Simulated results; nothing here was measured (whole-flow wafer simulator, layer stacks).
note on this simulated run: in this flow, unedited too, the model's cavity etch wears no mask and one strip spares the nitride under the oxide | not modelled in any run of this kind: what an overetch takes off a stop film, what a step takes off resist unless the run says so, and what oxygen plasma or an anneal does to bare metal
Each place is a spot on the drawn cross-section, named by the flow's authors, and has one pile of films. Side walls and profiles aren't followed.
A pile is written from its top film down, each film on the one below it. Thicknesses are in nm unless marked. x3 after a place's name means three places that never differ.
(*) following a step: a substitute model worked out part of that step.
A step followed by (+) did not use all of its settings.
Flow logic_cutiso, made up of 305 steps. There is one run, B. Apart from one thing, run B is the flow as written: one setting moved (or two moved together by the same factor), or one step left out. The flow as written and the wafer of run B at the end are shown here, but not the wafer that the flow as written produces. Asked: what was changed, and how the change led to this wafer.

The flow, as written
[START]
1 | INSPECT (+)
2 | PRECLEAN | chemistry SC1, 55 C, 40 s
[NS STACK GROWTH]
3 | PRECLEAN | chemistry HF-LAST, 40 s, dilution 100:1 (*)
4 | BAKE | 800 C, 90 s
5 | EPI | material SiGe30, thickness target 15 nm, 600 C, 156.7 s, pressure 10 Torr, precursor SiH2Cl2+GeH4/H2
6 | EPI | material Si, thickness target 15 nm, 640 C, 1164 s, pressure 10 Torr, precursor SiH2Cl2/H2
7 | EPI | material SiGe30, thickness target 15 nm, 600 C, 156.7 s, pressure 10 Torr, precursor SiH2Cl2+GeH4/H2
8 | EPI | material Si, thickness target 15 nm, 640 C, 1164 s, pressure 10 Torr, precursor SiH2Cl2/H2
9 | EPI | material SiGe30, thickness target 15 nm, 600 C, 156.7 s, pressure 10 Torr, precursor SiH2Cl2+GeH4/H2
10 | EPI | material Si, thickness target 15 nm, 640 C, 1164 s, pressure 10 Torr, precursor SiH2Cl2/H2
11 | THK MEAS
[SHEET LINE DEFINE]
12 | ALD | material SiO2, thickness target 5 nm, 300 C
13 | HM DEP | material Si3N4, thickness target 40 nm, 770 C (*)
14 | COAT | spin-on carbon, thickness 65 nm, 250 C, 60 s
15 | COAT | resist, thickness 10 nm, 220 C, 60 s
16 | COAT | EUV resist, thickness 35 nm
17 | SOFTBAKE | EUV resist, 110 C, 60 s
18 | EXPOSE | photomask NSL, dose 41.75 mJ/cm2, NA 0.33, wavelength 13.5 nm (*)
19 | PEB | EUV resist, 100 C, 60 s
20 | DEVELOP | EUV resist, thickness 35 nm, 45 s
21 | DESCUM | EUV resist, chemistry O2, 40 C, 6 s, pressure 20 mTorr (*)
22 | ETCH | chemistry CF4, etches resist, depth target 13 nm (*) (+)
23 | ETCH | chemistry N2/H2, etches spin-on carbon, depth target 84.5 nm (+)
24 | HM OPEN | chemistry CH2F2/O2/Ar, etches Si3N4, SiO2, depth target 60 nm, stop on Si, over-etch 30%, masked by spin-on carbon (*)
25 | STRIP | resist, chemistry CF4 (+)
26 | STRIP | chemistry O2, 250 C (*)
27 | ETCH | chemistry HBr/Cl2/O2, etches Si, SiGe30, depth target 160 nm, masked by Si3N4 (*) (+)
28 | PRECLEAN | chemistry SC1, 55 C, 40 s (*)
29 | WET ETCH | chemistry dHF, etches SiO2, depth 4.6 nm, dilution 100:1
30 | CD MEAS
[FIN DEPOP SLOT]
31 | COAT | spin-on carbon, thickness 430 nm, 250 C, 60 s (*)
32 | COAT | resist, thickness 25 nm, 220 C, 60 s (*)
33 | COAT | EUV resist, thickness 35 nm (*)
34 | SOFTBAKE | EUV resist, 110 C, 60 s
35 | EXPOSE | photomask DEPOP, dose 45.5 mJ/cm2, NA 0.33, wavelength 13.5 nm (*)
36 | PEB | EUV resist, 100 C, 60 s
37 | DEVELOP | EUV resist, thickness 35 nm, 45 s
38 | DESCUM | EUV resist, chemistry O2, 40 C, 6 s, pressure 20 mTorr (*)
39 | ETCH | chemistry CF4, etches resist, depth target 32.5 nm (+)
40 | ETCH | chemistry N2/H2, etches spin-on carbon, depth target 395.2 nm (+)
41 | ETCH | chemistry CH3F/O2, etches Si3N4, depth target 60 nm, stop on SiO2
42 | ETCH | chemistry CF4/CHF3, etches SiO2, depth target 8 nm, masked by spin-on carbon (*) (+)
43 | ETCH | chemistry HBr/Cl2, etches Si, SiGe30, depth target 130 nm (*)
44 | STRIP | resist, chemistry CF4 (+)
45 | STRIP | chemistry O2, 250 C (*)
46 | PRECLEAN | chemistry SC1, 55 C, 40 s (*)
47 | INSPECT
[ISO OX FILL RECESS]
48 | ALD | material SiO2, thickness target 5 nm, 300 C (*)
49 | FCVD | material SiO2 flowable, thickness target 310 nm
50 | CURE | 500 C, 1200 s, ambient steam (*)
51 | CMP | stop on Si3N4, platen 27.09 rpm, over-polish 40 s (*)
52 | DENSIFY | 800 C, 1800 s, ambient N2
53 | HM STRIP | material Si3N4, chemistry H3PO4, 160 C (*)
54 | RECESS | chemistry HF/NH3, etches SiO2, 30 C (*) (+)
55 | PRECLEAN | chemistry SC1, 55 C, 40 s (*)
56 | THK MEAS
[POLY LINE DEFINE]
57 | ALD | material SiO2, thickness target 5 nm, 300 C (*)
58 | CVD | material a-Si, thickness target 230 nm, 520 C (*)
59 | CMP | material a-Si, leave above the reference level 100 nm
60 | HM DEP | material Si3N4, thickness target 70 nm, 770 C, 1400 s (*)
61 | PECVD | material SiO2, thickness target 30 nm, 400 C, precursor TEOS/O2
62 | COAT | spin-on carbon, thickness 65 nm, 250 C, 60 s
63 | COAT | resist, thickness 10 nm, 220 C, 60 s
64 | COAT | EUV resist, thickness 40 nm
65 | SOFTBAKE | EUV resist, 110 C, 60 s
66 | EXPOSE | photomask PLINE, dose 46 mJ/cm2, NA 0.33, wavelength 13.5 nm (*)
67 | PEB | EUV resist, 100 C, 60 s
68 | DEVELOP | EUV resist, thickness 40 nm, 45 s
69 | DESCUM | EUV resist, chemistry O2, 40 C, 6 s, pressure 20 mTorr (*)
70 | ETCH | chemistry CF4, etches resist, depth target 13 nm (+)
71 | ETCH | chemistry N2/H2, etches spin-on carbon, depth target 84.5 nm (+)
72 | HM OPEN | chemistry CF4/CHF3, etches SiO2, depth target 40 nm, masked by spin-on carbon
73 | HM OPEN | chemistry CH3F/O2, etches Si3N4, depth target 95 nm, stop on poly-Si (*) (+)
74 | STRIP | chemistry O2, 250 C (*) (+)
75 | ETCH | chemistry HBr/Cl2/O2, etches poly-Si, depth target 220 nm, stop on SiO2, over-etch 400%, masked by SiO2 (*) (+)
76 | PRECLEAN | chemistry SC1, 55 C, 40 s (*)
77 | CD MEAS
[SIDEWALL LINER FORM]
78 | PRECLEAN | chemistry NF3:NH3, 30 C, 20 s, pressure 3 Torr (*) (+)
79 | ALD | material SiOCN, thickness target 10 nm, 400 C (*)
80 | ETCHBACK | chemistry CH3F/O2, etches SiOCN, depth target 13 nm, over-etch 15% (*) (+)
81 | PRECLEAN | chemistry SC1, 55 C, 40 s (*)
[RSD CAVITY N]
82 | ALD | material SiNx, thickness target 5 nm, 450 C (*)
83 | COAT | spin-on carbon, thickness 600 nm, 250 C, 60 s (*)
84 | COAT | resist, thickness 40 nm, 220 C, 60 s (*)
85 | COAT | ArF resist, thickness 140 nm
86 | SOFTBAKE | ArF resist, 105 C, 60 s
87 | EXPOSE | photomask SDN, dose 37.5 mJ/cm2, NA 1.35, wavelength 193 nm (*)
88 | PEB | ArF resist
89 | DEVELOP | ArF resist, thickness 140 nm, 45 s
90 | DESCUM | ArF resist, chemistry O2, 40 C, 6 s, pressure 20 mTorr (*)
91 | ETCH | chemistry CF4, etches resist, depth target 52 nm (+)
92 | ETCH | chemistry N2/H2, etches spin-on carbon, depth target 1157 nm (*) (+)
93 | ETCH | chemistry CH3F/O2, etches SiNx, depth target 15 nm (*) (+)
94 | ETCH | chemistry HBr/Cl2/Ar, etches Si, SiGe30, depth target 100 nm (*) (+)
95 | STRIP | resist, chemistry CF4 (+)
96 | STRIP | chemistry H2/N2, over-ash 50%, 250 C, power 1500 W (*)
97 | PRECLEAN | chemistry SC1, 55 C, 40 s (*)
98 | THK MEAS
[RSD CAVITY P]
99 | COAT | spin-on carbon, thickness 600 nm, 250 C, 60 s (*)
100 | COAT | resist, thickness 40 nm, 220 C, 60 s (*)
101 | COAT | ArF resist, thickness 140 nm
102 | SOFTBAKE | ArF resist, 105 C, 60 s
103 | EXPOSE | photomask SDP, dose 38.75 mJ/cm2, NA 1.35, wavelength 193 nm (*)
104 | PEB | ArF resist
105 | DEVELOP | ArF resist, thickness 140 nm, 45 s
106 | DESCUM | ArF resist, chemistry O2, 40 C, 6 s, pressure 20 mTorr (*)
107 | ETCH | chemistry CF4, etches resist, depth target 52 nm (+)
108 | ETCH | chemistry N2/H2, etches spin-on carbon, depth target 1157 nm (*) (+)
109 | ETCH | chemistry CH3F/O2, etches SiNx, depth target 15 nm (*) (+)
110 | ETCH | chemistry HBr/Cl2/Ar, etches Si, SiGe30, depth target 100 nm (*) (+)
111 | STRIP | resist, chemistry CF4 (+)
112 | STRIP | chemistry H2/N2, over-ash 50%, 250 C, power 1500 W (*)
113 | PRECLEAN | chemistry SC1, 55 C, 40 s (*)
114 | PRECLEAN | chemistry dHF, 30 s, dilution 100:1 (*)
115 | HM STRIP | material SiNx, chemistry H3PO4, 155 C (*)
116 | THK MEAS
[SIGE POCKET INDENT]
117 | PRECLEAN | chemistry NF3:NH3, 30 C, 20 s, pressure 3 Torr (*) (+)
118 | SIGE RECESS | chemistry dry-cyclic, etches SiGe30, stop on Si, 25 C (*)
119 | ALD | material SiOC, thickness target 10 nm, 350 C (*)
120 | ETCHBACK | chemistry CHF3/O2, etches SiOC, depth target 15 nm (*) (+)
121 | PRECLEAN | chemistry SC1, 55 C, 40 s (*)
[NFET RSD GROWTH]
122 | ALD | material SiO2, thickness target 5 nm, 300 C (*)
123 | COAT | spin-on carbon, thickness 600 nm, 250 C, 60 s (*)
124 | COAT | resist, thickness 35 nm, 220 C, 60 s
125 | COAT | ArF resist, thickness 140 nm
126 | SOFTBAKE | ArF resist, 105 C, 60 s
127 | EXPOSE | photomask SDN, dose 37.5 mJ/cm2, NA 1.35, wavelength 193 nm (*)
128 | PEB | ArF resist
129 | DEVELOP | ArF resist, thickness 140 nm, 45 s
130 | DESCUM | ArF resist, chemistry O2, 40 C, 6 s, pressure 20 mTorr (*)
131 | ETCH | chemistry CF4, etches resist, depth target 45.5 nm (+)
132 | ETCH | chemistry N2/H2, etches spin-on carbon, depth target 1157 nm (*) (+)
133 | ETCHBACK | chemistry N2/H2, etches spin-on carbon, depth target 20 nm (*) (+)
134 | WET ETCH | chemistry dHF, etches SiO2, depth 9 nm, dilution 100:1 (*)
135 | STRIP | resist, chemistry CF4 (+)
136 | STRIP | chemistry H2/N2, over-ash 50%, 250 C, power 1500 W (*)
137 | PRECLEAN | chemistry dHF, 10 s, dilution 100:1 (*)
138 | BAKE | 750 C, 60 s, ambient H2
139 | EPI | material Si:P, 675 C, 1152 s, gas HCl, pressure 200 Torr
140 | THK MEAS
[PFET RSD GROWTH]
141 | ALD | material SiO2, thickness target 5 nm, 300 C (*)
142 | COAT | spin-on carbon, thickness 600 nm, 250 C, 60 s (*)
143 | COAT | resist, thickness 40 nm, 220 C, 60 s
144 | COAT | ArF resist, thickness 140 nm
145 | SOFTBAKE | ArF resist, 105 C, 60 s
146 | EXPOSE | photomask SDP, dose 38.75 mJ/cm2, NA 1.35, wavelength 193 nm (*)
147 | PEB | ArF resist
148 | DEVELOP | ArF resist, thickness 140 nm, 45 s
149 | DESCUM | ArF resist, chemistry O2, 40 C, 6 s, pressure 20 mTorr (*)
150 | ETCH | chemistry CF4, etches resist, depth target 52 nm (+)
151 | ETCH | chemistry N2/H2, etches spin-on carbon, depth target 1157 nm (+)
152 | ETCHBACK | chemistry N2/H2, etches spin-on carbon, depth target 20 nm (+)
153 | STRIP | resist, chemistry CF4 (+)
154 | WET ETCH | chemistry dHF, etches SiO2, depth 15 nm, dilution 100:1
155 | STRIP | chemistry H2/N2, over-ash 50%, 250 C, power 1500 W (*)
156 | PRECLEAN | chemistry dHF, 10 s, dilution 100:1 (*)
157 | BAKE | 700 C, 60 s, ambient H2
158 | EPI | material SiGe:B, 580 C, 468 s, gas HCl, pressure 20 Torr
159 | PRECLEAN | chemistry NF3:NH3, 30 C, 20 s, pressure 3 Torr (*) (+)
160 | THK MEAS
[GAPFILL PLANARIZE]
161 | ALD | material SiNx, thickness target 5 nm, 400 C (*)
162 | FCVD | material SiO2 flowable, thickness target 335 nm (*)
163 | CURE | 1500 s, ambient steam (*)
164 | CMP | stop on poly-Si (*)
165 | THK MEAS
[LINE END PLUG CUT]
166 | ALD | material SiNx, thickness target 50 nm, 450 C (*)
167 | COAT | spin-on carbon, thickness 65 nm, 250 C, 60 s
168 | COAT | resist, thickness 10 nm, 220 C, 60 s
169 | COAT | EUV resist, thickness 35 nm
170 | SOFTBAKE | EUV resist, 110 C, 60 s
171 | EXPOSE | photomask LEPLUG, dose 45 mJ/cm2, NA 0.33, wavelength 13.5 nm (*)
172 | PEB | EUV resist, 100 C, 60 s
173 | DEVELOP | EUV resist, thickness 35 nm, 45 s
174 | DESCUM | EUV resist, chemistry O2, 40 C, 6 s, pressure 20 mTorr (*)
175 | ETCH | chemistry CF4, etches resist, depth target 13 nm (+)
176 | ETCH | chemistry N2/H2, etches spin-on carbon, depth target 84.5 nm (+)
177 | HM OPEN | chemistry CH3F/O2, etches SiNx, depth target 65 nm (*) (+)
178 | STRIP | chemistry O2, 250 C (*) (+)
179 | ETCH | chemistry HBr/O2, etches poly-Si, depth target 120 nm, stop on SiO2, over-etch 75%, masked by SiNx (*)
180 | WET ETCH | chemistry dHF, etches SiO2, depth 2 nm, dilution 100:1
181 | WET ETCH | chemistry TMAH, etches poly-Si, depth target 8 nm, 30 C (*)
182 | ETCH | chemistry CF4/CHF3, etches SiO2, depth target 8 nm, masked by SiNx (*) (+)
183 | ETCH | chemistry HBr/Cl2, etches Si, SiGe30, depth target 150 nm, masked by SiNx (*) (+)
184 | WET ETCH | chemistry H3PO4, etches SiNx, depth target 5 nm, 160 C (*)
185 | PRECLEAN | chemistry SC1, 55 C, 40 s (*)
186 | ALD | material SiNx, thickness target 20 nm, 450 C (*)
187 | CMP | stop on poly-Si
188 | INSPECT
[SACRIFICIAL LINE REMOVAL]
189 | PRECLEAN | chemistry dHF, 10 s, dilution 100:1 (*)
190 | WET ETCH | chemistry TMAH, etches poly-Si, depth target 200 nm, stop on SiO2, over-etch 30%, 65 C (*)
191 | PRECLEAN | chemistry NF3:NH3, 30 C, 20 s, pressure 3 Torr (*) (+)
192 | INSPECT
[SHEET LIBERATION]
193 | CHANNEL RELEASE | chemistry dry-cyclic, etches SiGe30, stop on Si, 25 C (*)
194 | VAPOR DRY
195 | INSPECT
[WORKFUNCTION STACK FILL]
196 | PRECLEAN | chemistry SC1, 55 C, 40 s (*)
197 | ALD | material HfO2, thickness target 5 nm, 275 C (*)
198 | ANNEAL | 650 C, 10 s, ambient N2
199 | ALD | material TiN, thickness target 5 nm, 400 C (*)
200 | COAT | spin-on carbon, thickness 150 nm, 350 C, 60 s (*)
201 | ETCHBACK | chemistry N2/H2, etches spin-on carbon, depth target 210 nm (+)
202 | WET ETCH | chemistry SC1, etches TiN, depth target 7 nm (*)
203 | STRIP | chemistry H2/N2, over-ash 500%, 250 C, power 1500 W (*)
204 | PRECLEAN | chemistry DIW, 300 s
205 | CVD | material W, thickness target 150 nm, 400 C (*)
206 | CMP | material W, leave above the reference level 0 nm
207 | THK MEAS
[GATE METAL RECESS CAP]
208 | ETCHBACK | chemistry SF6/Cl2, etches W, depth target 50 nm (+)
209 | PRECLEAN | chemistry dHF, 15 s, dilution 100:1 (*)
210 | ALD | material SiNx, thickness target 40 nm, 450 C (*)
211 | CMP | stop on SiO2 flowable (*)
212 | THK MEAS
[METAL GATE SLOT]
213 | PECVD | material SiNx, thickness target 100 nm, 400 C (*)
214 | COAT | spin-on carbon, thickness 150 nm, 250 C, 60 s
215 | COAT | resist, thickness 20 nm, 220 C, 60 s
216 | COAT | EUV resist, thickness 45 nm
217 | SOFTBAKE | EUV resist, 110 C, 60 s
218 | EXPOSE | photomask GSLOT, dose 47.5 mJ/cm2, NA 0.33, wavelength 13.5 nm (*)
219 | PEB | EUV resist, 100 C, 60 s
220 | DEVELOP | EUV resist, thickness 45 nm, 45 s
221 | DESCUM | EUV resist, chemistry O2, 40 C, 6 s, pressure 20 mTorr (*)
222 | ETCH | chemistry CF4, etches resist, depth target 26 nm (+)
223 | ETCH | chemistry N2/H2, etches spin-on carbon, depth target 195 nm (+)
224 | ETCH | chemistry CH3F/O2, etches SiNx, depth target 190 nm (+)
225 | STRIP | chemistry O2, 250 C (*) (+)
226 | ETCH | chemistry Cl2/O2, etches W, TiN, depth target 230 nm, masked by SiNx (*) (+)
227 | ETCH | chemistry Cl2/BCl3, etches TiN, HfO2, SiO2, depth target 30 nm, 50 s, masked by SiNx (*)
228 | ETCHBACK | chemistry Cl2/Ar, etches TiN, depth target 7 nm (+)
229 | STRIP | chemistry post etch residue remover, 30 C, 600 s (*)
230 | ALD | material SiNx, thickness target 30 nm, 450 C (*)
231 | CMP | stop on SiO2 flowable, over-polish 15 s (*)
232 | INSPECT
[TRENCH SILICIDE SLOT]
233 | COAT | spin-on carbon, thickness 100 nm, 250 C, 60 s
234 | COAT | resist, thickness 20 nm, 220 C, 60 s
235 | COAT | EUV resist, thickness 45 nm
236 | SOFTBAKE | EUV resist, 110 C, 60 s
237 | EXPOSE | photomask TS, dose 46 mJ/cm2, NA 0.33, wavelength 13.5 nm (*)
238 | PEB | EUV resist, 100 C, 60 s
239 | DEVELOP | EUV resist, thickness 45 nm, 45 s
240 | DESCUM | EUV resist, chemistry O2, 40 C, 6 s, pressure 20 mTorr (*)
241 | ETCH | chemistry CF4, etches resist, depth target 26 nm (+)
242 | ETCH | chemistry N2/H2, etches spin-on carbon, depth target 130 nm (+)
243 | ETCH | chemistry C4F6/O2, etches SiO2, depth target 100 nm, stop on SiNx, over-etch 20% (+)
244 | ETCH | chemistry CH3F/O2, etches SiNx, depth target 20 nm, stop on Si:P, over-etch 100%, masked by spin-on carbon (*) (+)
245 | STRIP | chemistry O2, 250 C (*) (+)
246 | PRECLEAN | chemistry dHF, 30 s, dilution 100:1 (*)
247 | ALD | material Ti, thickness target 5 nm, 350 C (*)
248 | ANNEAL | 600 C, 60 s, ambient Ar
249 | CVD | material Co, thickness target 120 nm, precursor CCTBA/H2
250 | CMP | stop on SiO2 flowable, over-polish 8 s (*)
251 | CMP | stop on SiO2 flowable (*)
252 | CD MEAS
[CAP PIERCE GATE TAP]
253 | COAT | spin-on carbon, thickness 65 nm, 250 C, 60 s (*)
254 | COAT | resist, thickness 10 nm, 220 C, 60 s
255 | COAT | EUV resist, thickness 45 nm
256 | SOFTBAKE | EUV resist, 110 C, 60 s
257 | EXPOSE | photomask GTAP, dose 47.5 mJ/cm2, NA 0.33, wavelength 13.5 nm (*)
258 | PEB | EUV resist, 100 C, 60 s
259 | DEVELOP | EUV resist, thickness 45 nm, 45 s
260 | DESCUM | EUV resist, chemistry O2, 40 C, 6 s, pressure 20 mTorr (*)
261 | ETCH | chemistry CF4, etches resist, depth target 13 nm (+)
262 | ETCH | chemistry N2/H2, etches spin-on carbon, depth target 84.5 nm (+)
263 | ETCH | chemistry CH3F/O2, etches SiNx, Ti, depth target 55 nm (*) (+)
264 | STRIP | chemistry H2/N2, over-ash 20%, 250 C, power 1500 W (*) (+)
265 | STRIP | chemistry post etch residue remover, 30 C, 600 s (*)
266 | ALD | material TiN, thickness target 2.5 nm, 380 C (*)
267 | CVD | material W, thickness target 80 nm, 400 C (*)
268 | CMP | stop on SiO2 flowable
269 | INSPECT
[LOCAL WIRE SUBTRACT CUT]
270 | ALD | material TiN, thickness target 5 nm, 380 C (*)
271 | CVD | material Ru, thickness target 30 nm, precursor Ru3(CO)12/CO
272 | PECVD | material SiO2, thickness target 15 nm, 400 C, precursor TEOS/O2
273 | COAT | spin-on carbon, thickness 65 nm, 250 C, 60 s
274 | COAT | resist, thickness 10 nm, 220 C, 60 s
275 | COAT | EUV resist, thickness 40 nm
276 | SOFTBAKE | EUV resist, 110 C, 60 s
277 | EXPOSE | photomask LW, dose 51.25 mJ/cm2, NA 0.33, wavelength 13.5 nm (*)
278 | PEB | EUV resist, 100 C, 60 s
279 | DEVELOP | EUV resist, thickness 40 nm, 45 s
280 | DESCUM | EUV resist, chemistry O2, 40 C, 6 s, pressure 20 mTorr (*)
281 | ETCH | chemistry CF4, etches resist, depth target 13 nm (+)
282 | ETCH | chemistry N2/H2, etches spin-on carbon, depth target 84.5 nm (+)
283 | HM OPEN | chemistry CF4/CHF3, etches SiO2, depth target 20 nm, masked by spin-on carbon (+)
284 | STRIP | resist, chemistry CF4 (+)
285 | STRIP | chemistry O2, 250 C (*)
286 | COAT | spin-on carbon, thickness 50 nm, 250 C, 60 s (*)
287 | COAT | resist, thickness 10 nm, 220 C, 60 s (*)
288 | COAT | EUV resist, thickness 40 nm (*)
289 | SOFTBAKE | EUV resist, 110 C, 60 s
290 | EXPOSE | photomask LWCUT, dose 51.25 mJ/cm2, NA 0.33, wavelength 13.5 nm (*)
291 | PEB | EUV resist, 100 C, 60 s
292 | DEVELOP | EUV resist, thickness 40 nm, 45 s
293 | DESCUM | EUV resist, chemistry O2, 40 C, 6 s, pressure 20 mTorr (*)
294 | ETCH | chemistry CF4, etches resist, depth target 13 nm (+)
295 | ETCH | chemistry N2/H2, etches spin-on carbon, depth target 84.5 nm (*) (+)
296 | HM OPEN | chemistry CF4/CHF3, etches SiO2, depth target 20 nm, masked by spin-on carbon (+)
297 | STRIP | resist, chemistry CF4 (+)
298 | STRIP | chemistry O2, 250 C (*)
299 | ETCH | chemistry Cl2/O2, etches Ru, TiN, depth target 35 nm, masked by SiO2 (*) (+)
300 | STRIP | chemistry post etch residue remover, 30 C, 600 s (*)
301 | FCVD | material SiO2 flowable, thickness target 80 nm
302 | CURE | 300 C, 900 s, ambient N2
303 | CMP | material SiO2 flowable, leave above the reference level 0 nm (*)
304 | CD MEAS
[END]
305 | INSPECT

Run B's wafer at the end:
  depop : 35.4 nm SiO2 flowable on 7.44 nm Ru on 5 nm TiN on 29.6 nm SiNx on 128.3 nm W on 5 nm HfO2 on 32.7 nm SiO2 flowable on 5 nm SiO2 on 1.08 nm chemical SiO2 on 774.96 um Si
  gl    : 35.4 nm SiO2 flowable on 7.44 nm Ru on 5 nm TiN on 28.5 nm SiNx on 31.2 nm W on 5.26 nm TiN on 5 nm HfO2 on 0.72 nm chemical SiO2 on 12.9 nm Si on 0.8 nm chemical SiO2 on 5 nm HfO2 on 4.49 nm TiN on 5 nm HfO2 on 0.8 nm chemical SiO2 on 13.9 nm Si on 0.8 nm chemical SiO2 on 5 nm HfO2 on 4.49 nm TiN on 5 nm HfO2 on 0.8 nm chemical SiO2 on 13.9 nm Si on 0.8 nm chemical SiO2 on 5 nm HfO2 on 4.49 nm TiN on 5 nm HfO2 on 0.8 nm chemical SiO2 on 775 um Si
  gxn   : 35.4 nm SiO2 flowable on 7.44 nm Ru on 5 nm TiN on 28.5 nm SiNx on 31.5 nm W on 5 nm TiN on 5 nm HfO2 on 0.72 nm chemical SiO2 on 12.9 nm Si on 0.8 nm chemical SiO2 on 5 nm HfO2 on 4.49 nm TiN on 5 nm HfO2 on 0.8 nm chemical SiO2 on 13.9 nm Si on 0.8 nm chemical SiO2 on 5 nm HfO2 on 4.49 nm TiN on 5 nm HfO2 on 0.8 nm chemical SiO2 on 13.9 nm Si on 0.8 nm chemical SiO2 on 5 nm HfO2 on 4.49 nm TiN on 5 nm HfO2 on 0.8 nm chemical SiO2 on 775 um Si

What caused this: step 271, CVD: thickness target 42.8 nm was run, whereas the flow has thickness target 30 nm.

The path from the change to this, step by step:
  271 | CVD | material Ru, thickness target 30 nm, precursor Ru3(CO)12/CO
      depop, dpovl, gfld and 19 more: +42.8 Ru (new film) (as written it would have been: +30 Ru (new film))
  299 | ETCH | chemistry Cl2/O2, etches Ru, TiN, depth target 35 nm, masked by SiO2 (*) (+)
      depop, dpovl, gfld and 15 more: -35 Ru (as written it would have been: -29.6 Ru (all of it), -5 TiN (all of it))
  301 | FCVD | material SiO2 flowable, thickness target 80 nm
      iso, rsdx: +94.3 SiO2 flowable (new film) (as written it would have been: +94.2 SiO2 flowable)
If metal films that touch count as one body, depop has 2 bodies (between them, from the top down: SiNx 29.6); the flow as written gives 1 body.
If metal films that touch count as one body, gl has 5 bodies (between them, from the top down: SiNx 28.5; HfO2 5 / chemical SiO2 0.72 / Si 12.9 / chemical SiO2 0.8 / HfO2 5; HfO2 5 / chemical SiO2 0.8 / Si 13.9 / chemical SiO2 0.8 / HfO2 5; HfO2 5 / chemical SiO2 0.8 / Si 13.9 / chemical SiO2 0.8 / HfO2 5); the flow as written gives 4 bodies (between them, from the top down: HfO2 5 / chemical SiO2 0.72 / Si 12.9 / chemical SiO2 0.8 / HfO2 5; HfO2 5 / chemical SiO2 0.8 / Si 13.9 / chemical SiO2 0.8 / HfO2 5; HfO2 5 / chemical SiO2 0.8 / Si 13.9 / chemical SiO2 0.8 / HfO2 5).
If metal films that touch count as one body, gxn has 5 bodies (between them, from the top down: SiNx 28.5; HfO2 5 / chemical SiO2 0.72 / Si 12.9 / chemical SiO2 0.8 / HfO2 5; HfO2 5 / chemical SiO2 0.8 / Si 13.9 / chemical SiO2 0.8 / HfO2 5; HfO2 5 / chemical SiO2 0.8 / Si 13.9 / chemical SiO2 0.8 / HfO2 5); the flow as written gives 4 bodies (between them, from the top down: HfO2 5 / chemical SiO2 0.72 / Si 12.9 / chemical SiO2 0.8 / HfO2 5; HfO2 5 / chemical SiO2 0.8 / Si 13.9 / chemical SiO2 0.8 / HfO2 5; HfO2 5 / chemical SiO2 0.8 / Si 13.9 / chemical SiO2 0.8 / HfO2 5).
